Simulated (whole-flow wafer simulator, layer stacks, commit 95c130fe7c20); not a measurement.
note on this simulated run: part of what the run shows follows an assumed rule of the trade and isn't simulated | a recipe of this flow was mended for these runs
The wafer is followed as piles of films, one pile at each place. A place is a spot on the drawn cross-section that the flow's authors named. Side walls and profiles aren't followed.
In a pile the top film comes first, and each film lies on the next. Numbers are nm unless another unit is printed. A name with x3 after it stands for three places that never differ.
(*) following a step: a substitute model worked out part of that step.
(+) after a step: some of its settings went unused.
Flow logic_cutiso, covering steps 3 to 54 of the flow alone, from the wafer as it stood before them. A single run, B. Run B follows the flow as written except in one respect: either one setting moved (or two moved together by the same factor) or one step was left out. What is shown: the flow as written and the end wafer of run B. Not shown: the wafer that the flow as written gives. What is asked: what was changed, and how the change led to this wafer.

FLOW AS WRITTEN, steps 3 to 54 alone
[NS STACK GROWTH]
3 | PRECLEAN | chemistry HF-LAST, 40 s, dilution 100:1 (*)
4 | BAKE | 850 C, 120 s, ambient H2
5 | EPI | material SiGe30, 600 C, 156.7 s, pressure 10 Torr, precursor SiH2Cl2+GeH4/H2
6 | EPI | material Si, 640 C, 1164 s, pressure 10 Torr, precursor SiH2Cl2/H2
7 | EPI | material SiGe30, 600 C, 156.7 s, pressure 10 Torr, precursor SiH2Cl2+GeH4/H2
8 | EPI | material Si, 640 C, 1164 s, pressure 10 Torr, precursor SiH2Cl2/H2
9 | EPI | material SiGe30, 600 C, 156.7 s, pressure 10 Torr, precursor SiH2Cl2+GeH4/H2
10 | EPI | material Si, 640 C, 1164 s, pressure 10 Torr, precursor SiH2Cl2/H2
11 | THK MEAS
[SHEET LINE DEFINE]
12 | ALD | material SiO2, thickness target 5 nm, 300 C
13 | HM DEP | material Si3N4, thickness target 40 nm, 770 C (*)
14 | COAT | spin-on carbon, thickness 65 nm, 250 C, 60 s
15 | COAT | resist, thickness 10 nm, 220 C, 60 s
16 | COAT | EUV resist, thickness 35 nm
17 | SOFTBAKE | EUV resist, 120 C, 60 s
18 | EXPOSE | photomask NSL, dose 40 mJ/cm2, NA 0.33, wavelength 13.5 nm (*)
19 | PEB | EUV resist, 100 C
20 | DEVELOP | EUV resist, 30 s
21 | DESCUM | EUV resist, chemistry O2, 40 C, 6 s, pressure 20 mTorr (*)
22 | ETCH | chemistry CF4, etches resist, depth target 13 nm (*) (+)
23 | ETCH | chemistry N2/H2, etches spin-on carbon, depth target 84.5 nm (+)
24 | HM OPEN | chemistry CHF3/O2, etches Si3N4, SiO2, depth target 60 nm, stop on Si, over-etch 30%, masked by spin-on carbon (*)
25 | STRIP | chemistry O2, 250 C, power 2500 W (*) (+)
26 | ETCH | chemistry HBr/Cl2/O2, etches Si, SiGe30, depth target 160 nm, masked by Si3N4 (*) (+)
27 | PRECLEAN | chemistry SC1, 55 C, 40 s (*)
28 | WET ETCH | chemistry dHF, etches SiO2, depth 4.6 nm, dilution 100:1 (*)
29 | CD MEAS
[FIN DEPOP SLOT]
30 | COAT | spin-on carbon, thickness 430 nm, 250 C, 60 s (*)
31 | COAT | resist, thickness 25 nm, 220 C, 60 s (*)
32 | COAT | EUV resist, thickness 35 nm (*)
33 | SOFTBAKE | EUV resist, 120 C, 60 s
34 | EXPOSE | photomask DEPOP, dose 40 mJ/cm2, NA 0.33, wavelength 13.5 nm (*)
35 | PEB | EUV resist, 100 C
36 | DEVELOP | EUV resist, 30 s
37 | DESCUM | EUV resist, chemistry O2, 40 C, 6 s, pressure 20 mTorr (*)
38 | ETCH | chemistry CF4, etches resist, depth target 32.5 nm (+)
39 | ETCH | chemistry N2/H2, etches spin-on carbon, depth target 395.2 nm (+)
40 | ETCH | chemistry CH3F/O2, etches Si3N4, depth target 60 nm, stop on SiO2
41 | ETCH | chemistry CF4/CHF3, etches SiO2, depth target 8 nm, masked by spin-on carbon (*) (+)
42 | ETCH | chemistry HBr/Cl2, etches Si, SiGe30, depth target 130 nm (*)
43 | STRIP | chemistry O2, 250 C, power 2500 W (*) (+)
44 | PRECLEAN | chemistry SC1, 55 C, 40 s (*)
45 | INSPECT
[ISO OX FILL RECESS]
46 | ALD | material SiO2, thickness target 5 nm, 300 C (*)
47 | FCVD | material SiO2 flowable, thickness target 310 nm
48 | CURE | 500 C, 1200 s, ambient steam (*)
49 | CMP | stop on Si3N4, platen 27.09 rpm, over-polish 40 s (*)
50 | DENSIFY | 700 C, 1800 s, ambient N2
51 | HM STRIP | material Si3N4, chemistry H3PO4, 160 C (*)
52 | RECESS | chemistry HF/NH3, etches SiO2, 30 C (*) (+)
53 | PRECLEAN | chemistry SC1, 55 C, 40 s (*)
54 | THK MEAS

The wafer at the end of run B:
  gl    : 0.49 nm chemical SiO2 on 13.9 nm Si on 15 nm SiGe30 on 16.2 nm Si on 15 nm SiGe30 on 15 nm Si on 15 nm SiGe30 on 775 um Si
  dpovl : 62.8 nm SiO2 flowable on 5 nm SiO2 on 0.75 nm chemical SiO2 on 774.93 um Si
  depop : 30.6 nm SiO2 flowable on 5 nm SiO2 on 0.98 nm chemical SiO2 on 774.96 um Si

The reason: step 8, EPI: 1258 s was run, while the flow as written has 1164 s.

Step by step, how the change led to this:
  8 | EPI | material Si, 640 C, 1164 s, pressure 10 Torr, precursor SiH2Cl2/H2
      depop, dpovl, gfld and 19 more: Si gains 16.2 (new film) (in the flow as written it would be: Si gains 15 (new film))
  26 | ETCH | chemistry HBr/Cl2/O2, etches Si, SiGe30, depth target 160 nm, masked by Si3N4 (*) (+)
      dpovl, gfld, gxf, iso, isow, lnri, nsgap: chemical SiO2 loses 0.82 (all of it), Si loses 12 (all of it), SiGe30 loses 15 (all of it), Si loses 16.2 (all of it), SiGe30 loses 15 (all of it), Si loses 15 (all of it), SiGe30 loses 15 (all of it), Si loses 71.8 (in the flow as written it would be: chemical SiO2 loses 0.82 (all of it), Si loses 12 (all of it), SiGe30 loses 15 (all of it), Si loses 15 (all of it), SiGe30 loses 15 (all of it), Si loses 15 (all of it), SiGe30 loses 15 (all of it), Si loses 73)
  42 | ETCH | chemistry HBr/Cl2, etches Si, SiGe30, depth target 130 nm (*)
      depop: Si loses 13.8 (all of it), SiGe30 loses 15 (all of it), Si loses 16.2 (all of it), SiGe30 loses 15 (all of it), Si loses 15 (all of it), SiGe30 loses 15 (all of it), Si loses 40 (in the flow as written it would be: Si loses 13.8 (all of it), SiGe30 loses 15 (all of it), Si loses 15 (all of it), SiGe30 loses 15 (all of it), Si loses 15 (all of it), SiGe30 loses 15 (all of it), Si loses 41.2)
